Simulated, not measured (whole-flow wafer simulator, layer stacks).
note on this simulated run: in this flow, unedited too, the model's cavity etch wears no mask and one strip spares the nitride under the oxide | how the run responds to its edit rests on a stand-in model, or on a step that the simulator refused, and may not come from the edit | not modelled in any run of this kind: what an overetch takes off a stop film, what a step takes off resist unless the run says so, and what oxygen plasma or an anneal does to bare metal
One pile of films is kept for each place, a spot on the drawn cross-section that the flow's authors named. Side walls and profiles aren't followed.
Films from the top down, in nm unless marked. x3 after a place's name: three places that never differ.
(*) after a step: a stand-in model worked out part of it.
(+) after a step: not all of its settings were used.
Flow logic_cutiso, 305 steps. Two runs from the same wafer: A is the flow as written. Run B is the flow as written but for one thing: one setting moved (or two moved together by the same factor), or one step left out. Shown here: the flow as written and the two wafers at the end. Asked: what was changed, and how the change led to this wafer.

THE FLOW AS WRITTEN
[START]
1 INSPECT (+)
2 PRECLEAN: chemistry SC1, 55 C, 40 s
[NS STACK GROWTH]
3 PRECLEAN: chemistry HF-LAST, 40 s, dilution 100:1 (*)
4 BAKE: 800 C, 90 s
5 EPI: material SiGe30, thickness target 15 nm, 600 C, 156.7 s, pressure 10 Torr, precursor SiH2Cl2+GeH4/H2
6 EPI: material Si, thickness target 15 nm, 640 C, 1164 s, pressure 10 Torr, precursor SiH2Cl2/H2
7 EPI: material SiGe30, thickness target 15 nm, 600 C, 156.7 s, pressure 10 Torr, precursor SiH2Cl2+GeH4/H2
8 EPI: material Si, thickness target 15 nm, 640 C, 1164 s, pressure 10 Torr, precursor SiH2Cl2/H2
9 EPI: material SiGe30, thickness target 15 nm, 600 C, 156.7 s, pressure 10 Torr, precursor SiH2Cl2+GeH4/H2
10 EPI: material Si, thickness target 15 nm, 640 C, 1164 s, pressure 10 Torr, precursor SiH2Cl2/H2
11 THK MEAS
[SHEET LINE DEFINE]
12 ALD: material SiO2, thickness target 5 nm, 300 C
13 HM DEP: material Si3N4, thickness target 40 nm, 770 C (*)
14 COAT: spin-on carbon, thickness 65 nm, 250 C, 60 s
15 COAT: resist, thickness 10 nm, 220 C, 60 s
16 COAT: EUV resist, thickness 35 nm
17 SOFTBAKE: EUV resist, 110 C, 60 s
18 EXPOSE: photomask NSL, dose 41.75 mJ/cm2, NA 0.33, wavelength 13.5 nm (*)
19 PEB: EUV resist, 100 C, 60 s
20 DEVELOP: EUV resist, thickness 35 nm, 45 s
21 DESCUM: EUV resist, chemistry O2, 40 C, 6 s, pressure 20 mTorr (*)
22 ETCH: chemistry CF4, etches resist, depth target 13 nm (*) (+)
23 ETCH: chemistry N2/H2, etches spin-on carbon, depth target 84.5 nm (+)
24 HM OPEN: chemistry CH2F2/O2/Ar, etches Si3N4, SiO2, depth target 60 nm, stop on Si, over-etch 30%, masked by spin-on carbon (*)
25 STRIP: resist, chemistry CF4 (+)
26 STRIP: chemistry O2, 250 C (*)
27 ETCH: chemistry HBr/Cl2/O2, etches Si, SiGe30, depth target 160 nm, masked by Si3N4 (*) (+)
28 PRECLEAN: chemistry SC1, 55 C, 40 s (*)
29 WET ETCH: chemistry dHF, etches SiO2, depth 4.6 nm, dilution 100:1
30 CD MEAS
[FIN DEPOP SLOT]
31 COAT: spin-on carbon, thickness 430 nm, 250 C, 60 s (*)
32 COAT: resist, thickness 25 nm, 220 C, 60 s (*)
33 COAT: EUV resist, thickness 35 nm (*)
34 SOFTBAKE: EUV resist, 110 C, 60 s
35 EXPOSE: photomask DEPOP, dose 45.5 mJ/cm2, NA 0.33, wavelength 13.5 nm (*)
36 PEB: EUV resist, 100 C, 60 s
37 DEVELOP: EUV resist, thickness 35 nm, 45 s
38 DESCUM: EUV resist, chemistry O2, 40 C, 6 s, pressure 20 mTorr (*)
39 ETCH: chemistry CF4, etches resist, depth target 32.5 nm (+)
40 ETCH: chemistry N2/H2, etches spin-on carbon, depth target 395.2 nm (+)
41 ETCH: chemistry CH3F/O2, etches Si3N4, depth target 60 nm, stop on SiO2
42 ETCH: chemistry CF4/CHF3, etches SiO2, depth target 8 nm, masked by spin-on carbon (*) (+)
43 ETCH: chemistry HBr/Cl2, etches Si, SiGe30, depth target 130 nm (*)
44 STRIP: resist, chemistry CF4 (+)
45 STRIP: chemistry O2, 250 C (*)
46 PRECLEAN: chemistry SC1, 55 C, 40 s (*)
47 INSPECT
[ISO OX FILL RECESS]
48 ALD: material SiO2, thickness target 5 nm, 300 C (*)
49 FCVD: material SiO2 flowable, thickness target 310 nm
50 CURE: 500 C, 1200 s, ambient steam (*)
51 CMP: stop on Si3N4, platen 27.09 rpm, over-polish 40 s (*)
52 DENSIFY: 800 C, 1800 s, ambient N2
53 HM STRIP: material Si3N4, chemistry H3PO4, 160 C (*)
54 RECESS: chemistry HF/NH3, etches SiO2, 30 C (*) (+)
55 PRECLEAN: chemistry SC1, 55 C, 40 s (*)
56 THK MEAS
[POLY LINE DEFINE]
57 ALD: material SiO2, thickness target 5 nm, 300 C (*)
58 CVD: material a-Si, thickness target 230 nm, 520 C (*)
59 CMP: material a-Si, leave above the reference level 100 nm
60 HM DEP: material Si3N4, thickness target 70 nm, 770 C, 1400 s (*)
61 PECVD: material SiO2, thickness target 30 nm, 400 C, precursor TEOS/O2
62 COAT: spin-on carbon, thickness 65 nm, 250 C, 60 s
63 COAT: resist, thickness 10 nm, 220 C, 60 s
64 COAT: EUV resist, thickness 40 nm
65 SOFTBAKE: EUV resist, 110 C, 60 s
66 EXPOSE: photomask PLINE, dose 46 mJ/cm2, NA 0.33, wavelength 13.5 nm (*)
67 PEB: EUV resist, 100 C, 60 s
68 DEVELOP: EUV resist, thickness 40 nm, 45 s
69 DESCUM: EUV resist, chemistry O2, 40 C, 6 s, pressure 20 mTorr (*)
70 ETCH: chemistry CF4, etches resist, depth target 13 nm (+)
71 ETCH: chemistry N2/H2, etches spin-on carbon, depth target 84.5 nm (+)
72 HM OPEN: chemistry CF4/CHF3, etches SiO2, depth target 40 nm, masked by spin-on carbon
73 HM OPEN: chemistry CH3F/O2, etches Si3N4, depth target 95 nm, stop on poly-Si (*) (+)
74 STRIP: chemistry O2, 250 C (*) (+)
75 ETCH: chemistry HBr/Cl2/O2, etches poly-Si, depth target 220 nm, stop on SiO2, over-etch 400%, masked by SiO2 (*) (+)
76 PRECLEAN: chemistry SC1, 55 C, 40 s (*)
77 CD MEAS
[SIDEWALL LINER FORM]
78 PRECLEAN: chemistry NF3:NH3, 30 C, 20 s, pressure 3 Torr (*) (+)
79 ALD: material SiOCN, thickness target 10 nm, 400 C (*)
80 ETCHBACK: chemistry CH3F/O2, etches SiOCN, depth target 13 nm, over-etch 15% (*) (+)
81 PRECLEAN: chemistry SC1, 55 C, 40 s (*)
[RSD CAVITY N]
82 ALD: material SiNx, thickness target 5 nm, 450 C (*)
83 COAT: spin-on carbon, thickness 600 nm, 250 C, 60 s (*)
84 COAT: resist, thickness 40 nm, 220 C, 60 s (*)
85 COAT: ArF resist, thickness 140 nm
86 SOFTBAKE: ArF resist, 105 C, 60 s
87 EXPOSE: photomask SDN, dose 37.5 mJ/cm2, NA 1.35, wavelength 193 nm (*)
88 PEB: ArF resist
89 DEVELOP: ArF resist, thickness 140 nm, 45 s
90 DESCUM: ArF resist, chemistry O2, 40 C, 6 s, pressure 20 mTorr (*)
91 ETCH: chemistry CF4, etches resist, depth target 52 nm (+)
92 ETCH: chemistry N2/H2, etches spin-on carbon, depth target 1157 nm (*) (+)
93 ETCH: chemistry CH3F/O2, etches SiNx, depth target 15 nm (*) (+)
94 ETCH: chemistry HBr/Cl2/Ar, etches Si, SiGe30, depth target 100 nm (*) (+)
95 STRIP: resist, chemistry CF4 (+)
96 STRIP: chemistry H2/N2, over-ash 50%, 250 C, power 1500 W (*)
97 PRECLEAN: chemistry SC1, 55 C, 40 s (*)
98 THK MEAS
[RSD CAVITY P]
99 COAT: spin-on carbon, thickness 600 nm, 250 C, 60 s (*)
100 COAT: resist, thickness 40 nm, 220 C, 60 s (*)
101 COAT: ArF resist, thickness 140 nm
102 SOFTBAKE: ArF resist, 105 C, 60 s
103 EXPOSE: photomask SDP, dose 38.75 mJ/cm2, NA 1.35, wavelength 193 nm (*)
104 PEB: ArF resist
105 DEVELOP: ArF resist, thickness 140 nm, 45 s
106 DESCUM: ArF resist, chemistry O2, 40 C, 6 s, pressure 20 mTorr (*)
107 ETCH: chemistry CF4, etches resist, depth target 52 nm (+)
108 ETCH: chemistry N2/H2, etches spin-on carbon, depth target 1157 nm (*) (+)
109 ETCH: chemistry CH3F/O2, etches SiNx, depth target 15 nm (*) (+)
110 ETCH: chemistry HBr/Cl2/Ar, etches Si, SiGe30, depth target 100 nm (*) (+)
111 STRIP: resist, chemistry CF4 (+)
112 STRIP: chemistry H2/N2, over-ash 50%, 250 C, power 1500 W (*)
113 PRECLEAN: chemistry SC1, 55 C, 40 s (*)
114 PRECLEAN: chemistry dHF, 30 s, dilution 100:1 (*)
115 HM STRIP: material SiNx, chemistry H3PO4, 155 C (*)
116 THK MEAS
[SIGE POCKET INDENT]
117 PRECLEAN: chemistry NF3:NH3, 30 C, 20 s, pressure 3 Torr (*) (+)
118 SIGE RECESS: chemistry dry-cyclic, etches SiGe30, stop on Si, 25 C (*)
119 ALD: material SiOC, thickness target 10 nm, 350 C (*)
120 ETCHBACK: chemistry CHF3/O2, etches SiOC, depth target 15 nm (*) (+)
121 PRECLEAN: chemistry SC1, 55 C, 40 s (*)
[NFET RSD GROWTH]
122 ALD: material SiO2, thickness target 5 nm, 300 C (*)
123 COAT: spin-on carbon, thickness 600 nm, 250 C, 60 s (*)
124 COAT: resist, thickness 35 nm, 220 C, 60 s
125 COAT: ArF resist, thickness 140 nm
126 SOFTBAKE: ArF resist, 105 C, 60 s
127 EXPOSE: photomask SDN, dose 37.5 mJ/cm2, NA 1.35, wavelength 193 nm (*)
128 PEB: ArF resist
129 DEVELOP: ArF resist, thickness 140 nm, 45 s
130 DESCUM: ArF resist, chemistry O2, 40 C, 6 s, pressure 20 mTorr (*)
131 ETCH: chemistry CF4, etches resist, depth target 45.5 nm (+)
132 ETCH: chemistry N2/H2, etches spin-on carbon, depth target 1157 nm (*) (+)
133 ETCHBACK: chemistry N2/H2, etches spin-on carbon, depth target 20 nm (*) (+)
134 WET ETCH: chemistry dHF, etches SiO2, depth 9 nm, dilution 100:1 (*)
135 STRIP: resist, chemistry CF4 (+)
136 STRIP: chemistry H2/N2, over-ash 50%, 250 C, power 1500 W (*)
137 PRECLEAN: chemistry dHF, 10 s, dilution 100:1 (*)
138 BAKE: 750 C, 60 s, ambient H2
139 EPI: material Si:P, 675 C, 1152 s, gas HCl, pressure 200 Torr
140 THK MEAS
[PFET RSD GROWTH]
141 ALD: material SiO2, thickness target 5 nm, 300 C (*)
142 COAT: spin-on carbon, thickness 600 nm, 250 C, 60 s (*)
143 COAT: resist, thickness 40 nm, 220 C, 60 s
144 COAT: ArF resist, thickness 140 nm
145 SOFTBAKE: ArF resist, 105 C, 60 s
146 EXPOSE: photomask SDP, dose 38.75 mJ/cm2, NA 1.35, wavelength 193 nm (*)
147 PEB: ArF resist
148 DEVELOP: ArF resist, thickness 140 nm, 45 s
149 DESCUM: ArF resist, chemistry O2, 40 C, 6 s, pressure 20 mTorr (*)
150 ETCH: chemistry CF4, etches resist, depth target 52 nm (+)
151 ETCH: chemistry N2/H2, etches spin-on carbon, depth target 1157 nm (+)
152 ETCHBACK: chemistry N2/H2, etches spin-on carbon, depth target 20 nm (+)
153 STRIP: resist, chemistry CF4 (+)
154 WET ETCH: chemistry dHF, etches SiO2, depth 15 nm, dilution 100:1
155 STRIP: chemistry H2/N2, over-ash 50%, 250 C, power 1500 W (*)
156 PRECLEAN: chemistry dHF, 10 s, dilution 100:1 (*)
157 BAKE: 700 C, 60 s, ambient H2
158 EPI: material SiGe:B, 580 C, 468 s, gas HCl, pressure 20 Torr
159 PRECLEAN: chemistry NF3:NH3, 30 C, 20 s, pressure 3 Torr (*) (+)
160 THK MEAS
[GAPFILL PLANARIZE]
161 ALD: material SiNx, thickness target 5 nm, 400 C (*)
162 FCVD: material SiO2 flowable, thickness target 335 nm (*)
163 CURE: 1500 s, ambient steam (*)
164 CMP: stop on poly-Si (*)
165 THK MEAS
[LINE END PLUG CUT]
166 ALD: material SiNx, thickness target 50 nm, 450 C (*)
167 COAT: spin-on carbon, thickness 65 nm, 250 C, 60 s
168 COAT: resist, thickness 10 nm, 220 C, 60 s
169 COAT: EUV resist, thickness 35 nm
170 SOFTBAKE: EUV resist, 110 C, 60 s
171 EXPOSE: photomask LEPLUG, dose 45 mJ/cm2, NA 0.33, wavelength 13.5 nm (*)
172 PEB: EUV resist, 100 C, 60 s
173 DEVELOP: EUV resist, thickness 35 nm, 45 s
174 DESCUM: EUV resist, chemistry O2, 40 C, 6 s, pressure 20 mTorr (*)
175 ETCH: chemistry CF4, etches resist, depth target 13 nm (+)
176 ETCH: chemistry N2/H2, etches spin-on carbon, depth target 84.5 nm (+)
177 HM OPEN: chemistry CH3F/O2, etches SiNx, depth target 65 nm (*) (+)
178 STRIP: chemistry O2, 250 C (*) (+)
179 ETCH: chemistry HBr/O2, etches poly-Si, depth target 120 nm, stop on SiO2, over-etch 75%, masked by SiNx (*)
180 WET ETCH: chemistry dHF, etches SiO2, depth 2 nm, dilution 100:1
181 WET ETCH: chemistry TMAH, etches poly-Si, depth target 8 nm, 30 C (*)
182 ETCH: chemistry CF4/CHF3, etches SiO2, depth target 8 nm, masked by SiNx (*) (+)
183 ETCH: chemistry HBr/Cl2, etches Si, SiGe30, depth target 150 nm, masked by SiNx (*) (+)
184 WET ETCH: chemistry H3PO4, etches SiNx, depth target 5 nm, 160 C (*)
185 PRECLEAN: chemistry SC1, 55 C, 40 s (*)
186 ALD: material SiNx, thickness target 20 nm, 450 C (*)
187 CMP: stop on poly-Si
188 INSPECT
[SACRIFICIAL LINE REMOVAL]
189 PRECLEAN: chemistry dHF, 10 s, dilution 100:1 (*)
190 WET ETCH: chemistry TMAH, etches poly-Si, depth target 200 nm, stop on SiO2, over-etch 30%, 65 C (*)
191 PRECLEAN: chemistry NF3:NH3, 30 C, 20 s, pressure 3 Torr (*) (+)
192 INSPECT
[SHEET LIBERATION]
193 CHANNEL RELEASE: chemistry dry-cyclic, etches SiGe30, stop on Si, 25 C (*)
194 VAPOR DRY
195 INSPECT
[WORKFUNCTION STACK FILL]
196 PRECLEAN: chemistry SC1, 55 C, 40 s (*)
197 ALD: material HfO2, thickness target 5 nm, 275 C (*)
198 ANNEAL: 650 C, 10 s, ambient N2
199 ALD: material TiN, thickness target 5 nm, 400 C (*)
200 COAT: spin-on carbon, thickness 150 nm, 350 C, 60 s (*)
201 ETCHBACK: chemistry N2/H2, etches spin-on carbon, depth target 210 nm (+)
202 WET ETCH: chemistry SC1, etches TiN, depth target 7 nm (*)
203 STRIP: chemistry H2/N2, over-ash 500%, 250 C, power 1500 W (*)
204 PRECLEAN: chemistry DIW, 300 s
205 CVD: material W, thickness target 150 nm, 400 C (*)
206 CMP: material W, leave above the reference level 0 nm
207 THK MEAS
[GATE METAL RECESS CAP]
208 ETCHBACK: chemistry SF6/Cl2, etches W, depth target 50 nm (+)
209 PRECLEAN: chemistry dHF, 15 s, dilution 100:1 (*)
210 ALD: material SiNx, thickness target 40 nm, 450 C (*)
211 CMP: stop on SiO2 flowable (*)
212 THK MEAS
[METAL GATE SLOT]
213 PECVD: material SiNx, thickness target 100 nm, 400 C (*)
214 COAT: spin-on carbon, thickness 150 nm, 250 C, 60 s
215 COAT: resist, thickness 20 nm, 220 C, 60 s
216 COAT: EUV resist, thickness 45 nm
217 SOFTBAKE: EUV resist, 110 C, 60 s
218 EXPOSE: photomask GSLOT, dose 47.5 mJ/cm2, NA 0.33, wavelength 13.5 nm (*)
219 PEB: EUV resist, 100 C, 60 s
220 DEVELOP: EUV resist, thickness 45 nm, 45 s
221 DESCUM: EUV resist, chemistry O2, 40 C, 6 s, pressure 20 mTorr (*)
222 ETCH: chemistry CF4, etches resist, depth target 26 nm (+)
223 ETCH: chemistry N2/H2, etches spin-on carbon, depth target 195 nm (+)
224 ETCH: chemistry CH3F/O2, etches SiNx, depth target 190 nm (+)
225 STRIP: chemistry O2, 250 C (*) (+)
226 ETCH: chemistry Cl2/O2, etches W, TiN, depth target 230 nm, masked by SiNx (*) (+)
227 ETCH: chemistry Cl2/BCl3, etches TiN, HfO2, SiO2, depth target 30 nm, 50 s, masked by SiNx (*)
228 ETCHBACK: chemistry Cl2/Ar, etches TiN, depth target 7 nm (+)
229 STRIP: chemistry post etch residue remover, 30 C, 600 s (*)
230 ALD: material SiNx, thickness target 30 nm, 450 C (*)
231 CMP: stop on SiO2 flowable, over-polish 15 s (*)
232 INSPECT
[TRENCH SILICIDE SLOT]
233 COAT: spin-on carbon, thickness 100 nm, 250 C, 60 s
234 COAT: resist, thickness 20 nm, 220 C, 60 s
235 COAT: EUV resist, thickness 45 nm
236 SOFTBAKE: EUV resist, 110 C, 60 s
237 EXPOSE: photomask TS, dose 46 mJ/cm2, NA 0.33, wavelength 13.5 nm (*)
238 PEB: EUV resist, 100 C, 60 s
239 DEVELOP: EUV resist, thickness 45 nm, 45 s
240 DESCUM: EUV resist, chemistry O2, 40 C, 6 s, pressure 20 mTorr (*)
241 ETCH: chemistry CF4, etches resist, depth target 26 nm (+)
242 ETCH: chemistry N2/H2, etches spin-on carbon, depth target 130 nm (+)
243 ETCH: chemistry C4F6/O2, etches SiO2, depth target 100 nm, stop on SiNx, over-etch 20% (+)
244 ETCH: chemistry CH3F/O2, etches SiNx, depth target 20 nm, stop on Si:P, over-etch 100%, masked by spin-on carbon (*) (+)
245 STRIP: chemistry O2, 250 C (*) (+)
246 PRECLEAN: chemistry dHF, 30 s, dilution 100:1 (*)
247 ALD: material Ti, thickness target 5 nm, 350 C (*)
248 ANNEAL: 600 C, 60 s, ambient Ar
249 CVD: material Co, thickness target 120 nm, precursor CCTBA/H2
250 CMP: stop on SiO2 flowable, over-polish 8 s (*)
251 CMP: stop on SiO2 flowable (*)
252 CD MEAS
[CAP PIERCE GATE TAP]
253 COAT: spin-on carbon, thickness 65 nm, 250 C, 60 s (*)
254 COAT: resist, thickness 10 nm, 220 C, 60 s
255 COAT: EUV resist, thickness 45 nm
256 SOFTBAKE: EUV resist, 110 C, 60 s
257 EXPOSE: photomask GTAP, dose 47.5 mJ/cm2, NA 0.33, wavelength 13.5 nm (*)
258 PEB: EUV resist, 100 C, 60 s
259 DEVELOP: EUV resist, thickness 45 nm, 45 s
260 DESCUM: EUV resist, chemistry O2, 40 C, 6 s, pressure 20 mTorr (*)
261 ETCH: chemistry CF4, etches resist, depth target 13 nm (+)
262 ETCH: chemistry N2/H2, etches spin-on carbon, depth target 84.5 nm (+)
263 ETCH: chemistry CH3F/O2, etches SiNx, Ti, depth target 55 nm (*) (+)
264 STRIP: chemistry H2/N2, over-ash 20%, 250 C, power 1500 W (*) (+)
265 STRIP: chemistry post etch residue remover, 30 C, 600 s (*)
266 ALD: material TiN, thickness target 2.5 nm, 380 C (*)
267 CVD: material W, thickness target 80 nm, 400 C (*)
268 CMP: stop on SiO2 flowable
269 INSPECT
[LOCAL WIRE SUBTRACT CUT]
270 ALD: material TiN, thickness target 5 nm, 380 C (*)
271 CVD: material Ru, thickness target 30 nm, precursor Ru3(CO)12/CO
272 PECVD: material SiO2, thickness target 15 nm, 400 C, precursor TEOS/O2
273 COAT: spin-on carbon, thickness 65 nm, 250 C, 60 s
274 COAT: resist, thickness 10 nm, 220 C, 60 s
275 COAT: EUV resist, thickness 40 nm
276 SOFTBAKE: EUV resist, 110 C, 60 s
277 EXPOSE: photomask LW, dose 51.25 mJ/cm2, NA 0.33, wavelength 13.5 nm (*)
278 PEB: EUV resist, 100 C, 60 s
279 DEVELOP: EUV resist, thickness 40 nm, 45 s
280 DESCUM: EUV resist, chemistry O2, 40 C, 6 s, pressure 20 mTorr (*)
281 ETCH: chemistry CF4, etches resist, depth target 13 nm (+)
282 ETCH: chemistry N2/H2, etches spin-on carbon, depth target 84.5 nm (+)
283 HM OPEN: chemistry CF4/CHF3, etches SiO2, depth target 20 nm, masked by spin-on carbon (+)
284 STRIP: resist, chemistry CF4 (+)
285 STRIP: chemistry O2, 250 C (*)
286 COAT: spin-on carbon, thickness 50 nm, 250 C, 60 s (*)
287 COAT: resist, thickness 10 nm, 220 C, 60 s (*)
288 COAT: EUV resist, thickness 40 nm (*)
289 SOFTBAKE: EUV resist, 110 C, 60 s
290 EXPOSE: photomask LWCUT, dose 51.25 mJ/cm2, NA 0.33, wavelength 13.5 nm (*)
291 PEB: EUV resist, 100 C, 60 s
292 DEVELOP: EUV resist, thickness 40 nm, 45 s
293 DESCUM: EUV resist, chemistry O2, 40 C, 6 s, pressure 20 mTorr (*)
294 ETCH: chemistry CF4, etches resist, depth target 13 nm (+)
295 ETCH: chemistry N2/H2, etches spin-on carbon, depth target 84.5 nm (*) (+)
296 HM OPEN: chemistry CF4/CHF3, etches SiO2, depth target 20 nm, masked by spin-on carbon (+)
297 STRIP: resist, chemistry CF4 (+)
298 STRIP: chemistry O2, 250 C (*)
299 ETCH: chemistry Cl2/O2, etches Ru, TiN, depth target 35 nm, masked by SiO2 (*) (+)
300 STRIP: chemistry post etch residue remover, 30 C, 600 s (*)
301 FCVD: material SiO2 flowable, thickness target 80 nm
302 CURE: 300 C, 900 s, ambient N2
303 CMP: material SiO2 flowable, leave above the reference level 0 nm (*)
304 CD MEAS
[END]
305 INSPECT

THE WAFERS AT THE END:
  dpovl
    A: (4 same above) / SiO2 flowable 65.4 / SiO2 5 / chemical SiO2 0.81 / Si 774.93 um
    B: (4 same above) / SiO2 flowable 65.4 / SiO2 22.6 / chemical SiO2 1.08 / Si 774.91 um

The cause: step 40, ETCH: depth target 464.4 nm was run, where the flow has depth target 395.2 nm.

How the change led to this, step by step:
  40 ETCH: chemistry N2/H2, etches spin-on carbon, depth target 395.2 nm (+)
      gfld, gl, glp and 17 more: A EUV resist -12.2 (all of it), resist -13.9 | B EUV resist -12.2 (all of it), resist -16.4
      depop: A spin-on carbon -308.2 (all of it), Si3N4 -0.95 | B spin-on carbon -308.2 (all of it), Si3N4 -1.7
      (and at 1 more place)
  41 ETCH: chemistry CH3F/O2, etches Si3N4, depth target 60 nm, stop on SiO2
      depop: A Si3N4 -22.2 (all of it), SiO2 -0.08 | B Si3N4 -21.5 (all of it), SiO2 -0.08
  42 ETCH: chemistry CF4/CHF3, etches SiO2, depth target 8 nm, masked by spin-on carbon (*) (+)
      gfld: A resist -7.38 | B resist -5.41 (all of it), spin-on carbon -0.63
      gxf: A resist -7.42 (all of it) | B resist -5.08 (all of it), spin-on carbon -0.74
      (and at 18 more places)
  43 ETCH: chemistry HBr/Cl2, etches Si, SiGe30, depth target 130 nm (*)
      dpovl: A spin-on carbon -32 | B spin-on carbon -22.5 (all of it), Si -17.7
  45 STRIP: chemistry O2, 250 C (*)
      dpovl: A chemical SiO2 +0.82 (new film), spin-on carbon -59.3 (all of it), Si -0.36 | B chemical SiO2 +1.13 (new film), Si -0.5
  48 ALD: material SiO2, thickness target 5 nm, 300 C (*)
      dpovl: A SiO2 +5 (new film) | B SiO2 +22.6 (new film)
  52 DENSIFY: 800 C, 1800 s, ambient N2
      nsgap: A SiO2 flowable -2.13 | B SiO2 flowable -2.84
